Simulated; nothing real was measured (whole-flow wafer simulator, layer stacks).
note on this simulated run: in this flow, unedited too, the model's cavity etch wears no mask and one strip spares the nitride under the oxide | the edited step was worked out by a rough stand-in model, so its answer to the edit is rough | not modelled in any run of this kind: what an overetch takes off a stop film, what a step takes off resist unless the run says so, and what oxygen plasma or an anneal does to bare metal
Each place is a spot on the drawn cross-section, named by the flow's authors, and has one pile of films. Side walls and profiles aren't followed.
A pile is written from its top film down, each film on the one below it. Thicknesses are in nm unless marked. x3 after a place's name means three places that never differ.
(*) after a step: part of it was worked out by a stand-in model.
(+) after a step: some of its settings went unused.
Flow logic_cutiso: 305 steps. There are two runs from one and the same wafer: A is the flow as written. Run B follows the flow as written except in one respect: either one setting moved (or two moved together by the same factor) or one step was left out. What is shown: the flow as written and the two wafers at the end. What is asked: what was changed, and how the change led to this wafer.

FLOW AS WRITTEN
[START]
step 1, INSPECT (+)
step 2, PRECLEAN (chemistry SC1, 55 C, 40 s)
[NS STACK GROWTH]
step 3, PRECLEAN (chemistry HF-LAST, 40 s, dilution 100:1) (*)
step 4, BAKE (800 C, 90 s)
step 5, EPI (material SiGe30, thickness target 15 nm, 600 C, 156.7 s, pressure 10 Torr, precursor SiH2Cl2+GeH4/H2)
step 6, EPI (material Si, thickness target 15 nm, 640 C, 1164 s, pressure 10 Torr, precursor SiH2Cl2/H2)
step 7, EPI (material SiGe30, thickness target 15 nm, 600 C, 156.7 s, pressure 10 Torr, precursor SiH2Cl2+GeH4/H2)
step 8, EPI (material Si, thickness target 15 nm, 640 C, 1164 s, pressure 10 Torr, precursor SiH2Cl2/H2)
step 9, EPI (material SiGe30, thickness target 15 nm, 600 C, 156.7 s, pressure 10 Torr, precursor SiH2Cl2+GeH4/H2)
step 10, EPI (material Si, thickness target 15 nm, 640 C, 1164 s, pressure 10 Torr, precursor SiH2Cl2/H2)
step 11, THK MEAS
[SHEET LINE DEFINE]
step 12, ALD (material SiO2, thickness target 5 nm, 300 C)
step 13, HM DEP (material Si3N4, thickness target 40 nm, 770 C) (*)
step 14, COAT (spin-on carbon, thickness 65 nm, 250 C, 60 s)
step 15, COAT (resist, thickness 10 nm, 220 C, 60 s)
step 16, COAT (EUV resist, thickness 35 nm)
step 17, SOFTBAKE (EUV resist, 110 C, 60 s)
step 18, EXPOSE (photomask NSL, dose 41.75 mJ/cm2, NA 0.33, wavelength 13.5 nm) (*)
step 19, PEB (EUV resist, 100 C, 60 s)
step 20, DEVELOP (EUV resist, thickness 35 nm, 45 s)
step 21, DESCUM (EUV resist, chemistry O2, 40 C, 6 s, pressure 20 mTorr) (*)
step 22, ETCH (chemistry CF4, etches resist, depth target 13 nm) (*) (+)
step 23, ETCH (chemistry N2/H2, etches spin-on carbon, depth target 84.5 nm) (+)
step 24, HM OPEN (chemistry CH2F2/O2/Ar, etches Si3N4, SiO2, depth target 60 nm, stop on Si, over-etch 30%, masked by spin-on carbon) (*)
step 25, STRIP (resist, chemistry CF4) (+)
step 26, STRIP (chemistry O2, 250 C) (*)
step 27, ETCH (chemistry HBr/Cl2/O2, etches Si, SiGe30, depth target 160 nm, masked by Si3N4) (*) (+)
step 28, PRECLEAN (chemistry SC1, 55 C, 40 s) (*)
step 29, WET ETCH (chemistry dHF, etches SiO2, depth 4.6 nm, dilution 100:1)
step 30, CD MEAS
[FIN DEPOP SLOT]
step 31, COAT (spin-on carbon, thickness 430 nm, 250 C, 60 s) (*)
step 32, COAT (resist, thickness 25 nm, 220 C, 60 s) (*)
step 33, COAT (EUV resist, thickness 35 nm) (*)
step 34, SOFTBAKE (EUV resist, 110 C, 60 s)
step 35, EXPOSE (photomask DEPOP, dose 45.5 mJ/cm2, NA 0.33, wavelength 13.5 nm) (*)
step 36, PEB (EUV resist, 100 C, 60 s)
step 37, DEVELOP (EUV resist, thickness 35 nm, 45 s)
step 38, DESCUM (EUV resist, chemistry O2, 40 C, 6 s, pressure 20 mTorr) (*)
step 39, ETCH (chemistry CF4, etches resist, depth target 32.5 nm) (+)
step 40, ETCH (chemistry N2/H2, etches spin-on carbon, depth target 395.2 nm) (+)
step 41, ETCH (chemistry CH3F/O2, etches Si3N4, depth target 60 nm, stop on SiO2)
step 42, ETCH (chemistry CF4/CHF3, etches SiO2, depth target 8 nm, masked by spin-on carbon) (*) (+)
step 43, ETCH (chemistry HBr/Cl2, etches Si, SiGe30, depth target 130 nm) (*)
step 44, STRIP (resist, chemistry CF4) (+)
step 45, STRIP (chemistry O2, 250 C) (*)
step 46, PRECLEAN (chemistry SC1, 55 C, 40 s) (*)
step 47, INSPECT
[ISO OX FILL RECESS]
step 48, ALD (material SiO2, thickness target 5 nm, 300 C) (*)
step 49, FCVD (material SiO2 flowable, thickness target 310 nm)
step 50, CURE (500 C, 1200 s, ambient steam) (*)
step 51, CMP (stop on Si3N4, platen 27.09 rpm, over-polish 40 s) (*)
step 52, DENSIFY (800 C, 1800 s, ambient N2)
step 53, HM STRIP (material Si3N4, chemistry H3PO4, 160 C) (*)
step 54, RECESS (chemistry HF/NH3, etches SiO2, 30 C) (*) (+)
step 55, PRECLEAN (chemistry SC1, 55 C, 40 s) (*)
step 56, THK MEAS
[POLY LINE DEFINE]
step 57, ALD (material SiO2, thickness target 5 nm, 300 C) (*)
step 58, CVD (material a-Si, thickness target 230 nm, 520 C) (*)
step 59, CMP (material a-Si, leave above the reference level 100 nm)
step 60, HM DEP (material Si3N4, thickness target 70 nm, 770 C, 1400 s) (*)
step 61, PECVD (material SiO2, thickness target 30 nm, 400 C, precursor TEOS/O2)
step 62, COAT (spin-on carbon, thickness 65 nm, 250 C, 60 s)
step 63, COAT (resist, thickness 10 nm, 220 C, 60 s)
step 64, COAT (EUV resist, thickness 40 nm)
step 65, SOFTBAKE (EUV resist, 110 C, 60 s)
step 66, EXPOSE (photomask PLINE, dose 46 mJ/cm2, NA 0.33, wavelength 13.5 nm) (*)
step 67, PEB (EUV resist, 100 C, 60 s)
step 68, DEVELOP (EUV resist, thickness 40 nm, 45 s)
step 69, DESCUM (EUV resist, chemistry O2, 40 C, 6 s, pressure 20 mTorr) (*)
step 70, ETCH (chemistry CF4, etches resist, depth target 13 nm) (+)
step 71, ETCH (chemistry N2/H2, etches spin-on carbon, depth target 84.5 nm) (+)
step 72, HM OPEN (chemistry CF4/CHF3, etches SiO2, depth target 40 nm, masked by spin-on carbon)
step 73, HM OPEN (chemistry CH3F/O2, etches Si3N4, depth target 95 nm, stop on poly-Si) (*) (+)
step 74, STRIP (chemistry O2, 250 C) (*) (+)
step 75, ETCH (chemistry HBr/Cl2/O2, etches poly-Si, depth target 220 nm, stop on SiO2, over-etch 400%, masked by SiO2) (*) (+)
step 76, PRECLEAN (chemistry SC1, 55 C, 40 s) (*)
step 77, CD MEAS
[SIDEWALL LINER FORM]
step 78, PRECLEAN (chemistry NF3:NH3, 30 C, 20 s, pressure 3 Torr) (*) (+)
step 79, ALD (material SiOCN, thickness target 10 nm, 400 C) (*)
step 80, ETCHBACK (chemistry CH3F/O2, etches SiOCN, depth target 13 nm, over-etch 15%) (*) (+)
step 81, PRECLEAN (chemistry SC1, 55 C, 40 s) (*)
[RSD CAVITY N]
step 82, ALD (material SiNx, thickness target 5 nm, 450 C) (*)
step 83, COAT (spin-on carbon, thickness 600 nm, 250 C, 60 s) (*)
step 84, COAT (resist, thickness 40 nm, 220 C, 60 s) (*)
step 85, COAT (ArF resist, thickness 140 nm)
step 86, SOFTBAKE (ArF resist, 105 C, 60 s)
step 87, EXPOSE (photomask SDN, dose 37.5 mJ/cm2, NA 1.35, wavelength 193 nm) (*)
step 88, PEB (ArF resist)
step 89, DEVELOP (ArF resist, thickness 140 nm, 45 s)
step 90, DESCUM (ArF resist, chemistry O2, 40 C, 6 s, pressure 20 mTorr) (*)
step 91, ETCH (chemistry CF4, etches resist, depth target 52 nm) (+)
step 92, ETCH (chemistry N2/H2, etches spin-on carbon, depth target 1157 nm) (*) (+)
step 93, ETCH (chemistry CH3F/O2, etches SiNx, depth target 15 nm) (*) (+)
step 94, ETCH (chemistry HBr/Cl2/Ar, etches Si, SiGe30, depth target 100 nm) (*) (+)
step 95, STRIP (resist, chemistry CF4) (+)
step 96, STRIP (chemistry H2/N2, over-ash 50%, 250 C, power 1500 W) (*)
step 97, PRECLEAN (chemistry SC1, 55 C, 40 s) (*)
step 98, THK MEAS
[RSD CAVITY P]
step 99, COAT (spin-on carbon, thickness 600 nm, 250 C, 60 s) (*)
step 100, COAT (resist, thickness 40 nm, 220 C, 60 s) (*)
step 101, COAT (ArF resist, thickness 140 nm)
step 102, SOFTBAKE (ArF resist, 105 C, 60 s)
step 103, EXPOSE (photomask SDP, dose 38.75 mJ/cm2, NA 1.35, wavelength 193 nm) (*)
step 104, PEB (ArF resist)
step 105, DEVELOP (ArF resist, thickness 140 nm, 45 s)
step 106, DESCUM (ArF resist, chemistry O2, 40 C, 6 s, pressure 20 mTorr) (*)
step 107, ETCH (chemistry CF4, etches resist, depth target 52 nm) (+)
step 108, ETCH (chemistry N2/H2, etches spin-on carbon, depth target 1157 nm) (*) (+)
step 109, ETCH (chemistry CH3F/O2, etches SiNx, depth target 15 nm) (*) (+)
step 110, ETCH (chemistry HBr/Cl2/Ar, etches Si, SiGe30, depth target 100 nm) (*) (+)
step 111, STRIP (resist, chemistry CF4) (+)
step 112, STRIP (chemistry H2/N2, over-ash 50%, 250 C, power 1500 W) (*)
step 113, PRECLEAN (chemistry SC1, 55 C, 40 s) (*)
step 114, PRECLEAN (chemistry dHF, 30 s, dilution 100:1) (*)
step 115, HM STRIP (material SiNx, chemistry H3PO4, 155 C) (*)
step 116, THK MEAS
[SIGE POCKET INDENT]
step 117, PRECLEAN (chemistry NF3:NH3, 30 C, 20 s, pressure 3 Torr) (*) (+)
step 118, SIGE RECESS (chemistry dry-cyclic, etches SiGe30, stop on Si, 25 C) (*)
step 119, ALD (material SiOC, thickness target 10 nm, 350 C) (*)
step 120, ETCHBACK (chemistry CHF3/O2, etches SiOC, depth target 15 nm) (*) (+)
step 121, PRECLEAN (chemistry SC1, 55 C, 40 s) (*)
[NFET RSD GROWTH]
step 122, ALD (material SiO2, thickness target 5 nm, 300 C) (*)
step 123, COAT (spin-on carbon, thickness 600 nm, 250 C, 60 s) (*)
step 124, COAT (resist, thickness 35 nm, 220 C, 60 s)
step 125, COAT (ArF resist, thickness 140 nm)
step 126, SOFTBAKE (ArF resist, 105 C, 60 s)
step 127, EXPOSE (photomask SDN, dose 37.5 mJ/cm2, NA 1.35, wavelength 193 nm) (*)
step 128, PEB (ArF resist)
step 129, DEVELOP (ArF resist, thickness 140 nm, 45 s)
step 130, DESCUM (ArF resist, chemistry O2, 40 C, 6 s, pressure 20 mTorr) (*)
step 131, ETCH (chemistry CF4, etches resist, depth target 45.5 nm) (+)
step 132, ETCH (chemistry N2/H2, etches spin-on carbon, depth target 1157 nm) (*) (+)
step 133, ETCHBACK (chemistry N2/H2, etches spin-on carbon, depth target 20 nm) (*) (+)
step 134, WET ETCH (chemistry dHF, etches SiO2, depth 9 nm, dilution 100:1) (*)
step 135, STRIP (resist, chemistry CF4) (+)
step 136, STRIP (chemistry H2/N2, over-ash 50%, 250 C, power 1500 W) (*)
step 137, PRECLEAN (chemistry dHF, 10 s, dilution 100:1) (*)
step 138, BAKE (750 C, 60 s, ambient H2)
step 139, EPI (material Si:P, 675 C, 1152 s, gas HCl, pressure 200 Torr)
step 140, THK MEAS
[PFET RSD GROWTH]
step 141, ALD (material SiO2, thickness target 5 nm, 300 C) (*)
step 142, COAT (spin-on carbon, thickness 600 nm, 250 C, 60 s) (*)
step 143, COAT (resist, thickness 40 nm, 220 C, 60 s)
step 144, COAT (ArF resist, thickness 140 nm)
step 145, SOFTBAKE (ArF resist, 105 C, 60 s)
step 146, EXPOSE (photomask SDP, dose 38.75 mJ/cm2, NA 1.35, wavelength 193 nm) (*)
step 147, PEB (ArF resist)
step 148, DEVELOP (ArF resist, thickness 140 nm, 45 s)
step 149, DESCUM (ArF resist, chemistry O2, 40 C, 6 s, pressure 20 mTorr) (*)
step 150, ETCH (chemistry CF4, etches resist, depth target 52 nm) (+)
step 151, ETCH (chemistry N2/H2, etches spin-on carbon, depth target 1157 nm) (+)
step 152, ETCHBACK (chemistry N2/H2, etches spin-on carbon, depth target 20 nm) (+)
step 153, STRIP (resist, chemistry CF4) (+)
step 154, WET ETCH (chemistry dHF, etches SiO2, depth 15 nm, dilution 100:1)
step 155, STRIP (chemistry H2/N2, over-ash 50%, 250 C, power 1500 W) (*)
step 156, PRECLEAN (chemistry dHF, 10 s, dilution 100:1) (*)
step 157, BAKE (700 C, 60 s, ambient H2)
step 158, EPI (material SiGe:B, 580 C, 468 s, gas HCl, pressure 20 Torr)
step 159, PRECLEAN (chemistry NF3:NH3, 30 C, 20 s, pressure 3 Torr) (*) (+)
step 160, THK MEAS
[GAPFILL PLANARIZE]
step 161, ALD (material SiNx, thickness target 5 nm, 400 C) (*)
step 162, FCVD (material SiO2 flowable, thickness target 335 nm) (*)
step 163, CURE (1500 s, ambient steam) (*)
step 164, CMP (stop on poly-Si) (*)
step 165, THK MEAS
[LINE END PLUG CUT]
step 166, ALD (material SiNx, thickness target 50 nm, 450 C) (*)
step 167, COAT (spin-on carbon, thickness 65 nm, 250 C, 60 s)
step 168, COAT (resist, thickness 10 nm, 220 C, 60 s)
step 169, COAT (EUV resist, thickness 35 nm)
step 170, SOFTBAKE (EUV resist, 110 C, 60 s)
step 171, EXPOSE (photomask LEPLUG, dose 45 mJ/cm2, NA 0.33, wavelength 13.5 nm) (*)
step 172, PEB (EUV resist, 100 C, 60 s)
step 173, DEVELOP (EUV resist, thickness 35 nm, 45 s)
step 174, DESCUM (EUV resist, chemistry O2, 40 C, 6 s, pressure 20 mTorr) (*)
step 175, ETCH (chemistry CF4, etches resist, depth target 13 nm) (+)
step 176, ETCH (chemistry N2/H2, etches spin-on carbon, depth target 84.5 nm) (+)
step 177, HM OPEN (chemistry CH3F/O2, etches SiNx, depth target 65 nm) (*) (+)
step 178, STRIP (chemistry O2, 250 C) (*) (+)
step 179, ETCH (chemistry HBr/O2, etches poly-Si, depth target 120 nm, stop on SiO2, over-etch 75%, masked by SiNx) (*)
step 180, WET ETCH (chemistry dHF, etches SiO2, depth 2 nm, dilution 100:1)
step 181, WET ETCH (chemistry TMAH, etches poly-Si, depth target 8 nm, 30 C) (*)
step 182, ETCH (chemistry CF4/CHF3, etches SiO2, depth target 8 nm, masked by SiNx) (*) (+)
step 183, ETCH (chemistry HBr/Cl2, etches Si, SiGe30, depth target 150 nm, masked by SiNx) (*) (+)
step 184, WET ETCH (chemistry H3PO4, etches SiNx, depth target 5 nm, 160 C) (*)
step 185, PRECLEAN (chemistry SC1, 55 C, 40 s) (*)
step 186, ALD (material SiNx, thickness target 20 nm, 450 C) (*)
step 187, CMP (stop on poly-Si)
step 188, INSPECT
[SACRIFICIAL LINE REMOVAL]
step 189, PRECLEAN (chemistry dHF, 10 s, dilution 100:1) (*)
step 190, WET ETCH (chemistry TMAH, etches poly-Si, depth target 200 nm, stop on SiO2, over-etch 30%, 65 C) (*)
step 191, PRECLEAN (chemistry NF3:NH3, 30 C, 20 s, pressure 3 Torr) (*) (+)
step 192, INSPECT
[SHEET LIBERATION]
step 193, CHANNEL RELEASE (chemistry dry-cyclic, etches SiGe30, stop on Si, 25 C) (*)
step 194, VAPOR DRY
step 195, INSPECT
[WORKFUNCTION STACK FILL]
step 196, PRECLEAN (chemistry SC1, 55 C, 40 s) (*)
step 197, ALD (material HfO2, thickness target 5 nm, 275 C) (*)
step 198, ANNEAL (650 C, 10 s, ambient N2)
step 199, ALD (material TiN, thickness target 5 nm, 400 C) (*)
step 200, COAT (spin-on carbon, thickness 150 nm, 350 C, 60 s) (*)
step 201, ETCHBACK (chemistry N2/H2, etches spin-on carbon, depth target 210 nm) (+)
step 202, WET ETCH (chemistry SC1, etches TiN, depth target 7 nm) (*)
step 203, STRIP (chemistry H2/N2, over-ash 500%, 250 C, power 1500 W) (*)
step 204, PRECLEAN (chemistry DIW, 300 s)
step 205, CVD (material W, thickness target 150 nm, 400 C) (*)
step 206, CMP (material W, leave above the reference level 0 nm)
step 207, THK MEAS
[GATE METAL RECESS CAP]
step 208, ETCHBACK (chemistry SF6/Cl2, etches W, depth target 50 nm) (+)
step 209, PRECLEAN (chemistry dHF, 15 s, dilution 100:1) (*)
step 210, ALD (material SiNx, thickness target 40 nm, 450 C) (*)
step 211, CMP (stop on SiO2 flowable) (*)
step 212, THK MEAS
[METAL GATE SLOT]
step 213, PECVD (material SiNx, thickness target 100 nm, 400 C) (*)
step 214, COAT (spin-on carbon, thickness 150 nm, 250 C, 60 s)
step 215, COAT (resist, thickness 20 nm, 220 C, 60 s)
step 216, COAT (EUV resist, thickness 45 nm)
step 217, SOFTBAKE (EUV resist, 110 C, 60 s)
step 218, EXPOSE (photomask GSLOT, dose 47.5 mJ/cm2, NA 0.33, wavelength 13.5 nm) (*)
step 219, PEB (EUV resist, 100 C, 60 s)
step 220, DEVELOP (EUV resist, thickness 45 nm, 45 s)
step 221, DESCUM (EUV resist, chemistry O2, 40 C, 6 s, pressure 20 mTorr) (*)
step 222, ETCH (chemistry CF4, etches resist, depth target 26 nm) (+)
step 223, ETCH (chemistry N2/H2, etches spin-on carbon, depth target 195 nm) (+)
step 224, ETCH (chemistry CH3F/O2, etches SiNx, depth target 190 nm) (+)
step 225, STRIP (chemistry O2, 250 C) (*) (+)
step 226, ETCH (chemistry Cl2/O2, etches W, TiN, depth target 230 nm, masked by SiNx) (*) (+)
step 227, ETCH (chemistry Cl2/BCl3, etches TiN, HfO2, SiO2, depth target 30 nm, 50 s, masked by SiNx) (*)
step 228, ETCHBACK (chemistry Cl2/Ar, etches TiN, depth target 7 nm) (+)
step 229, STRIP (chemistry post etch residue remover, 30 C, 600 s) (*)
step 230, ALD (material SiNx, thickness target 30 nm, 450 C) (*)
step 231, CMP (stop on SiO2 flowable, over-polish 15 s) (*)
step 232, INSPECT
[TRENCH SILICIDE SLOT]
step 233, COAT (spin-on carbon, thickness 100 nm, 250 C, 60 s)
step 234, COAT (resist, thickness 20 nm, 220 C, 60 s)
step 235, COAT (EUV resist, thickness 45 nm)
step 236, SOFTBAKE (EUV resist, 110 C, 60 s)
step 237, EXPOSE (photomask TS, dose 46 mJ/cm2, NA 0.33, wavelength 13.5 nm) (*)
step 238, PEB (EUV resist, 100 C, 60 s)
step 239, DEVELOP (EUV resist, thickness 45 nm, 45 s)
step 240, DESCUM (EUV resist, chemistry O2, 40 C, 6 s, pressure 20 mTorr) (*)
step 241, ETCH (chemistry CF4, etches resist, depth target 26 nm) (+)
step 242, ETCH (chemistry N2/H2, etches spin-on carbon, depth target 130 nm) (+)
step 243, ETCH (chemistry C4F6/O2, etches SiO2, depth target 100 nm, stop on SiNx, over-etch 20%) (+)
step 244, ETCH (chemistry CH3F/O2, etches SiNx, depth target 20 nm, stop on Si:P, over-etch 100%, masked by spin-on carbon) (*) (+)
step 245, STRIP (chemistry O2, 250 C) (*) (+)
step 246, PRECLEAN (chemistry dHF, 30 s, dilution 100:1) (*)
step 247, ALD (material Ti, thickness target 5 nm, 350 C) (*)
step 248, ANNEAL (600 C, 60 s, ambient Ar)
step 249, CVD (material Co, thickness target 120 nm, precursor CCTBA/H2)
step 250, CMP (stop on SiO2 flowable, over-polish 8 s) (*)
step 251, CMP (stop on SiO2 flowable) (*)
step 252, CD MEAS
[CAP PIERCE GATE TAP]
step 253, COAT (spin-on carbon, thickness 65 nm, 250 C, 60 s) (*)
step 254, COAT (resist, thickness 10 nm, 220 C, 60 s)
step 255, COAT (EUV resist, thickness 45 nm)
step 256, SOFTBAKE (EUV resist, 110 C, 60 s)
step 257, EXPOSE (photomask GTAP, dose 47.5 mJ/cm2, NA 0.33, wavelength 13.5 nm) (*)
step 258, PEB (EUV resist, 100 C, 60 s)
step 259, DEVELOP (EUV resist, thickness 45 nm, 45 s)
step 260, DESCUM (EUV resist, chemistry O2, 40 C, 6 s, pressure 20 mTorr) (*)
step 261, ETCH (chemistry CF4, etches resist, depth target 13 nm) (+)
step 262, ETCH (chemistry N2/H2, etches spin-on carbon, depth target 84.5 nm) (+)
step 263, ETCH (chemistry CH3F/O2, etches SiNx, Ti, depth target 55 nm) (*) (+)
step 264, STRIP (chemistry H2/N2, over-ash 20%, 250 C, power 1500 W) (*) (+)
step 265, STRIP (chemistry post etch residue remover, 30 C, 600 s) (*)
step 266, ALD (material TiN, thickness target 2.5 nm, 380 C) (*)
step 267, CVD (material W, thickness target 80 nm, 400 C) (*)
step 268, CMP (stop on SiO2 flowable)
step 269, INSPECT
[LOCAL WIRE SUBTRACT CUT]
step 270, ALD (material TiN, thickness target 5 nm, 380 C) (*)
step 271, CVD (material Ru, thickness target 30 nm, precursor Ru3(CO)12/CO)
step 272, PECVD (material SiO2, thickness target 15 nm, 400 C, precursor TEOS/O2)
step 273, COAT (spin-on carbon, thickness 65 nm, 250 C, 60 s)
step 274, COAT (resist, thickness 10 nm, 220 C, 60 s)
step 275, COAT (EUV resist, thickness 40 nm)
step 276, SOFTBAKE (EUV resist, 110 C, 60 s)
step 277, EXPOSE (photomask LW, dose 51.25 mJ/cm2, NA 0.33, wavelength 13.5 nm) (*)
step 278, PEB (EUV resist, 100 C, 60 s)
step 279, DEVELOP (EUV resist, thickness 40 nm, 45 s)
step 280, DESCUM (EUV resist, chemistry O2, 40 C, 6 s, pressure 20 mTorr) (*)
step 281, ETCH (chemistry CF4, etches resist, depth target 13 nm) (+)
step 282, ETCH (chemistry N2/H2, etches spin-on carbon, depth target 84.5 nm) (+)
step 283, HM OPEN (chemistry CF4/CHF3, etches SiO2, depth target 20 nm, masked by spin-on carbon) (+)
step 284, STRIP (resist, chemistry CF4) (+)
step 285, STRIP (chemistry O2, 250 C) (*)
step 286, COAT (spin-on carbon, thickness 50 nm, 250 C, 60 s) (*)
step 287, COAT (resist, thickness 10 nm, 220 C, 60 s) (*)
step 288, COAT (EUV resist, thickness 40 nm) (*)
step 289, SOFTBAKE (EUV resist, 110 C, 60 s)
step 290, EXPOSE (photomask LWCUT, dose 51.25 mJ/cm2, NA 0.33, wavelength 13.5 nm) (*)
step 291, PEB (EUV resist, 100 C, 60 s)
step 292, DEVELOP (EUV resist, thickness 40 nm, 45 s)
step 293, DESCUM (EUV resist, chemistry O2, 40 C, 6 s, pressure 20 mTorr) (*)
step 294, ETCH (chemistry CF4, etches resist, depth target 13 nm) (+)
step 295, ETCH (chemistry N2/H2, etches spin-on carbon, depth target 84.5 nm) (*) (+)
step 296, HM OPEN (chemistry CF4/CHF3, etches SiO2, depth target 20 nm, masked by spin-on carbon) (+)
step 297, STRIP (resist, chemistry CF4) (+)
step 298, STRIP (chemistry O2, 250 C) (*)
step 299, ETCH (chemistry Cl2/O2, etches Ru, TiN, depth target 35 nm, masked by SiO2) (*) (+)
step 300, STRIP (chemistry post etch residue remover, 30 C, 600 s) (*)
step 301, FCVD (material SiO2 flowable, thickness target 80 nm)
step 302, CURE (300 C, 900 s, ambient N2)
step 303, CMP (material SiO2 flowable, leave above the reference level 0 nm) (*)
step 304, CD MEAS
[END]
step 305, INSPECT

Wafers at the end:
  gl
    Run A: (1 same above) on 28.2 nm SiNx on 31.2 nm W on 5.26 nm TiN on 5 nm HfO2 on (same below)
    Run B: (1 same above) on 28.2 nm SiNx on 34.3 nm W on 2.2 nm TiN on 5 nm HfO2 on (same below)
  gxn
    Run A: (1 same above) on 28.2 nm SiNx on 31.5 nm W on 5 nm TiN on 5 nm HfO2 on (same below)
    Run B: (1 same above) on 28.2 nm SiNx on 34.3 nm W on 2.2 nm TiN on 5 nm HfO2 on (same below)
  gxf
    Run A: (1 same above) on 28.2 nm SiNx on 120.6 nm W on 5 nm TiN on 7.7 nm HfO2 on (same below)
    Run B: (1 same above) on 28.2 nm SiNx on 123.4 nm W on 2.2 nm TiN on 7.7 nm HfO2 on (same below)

What caused this: step 199, ALD: thickness target 2.2 nm was run, while the flow as written has thickness target 5 nm.
One can read it off the wafer: gxn has TiN 2.2, and step 199 as written asks for 5 nm.

Step by step, how the change led to this:
  step 199, ALD (material TiN, thickness target 5 nm, 400 C) (*)
      depop, dpovl, gxf and 12 more: A TiN gains 5 (new film) | B TiN gains 2.2 (new film)
      gl, glp, tap: A TiN gains 5.26 (new film), TiN gains 4.49 (new film), cavity loses 4.49 (all of it), TiN gains 4.49 (new film), cavity loses 4.49 (all of it), TiN gains 4.49 (new film), cavity loses 4.49 (all of it) | B TiN gains 2.2 (new film), TiN gains 4.49 (new film), cavity loses 4.49 (all of it), TiN gains 4.49 (new film), cavity loses 4.49 (all of it), TiN gains 4.49 (new film), cavity loses 4.49 (all of it)
      (also at 4 further places)
  step 200, COAT (spin-on carbon, thickness 150 nm, 350 C, 60 s) (*)
      gl, glp: A spin-on carbon gains 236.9 (new film) | B spin-on carbon gains 228.6 (new film)
      gxn, gxp: A spin-on carbon gains 236.9 (new film) | B spin-on carbon gains 228.2 (new film)
      (also at 17 further places)
  step 201, ETCHBACK (chemistry N2/H2, etches spin-on carbon, depth target 210 nm) (+)
      lnr, lnrp: A spin-on carbon loses 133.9 (all of it) | B spin-on carbon loses 125.7 (all of it)
      depop: A spin-on carbon loses 194.7 (all of it) | B spin-on carbon loses 189.5 (all of it)
      (also at 12 further places)
  step 202, WET ETCH (chemistry SC1, etches TiN, depth target 7 nm) (*)
      depop, dpovl, iso and 12 more: A TiN loses 5 (all of it) | B TiN loses 2.2 (all of it)
  step 203, STRIP (chemistry H2/N2, over-ash 500%, 250 C, power 1500 W) (*)
      gl, glp: A spin-on carbon loses 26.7 (all of it) | B spin-on carbon loses 18.5 (all of it)
      gxn, gxp: A spin-on carbon loses 26.8 (all of it) | B spin-on carbon loses 18 (all of it)
      (also at 3 further places)
  step 226, ETCH (chemistry Cl2/O2, etches W, TiN, depth target 230 nm, masked by SiNx) (*) (+)
      gfld: A W loses 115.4 (all of it), TiN loses 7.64 (all of it), HfO2 loses 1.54 | B W loses 120.9 (all of it), TiN loses 2.2 (all of it), HfO2 loses 1.54
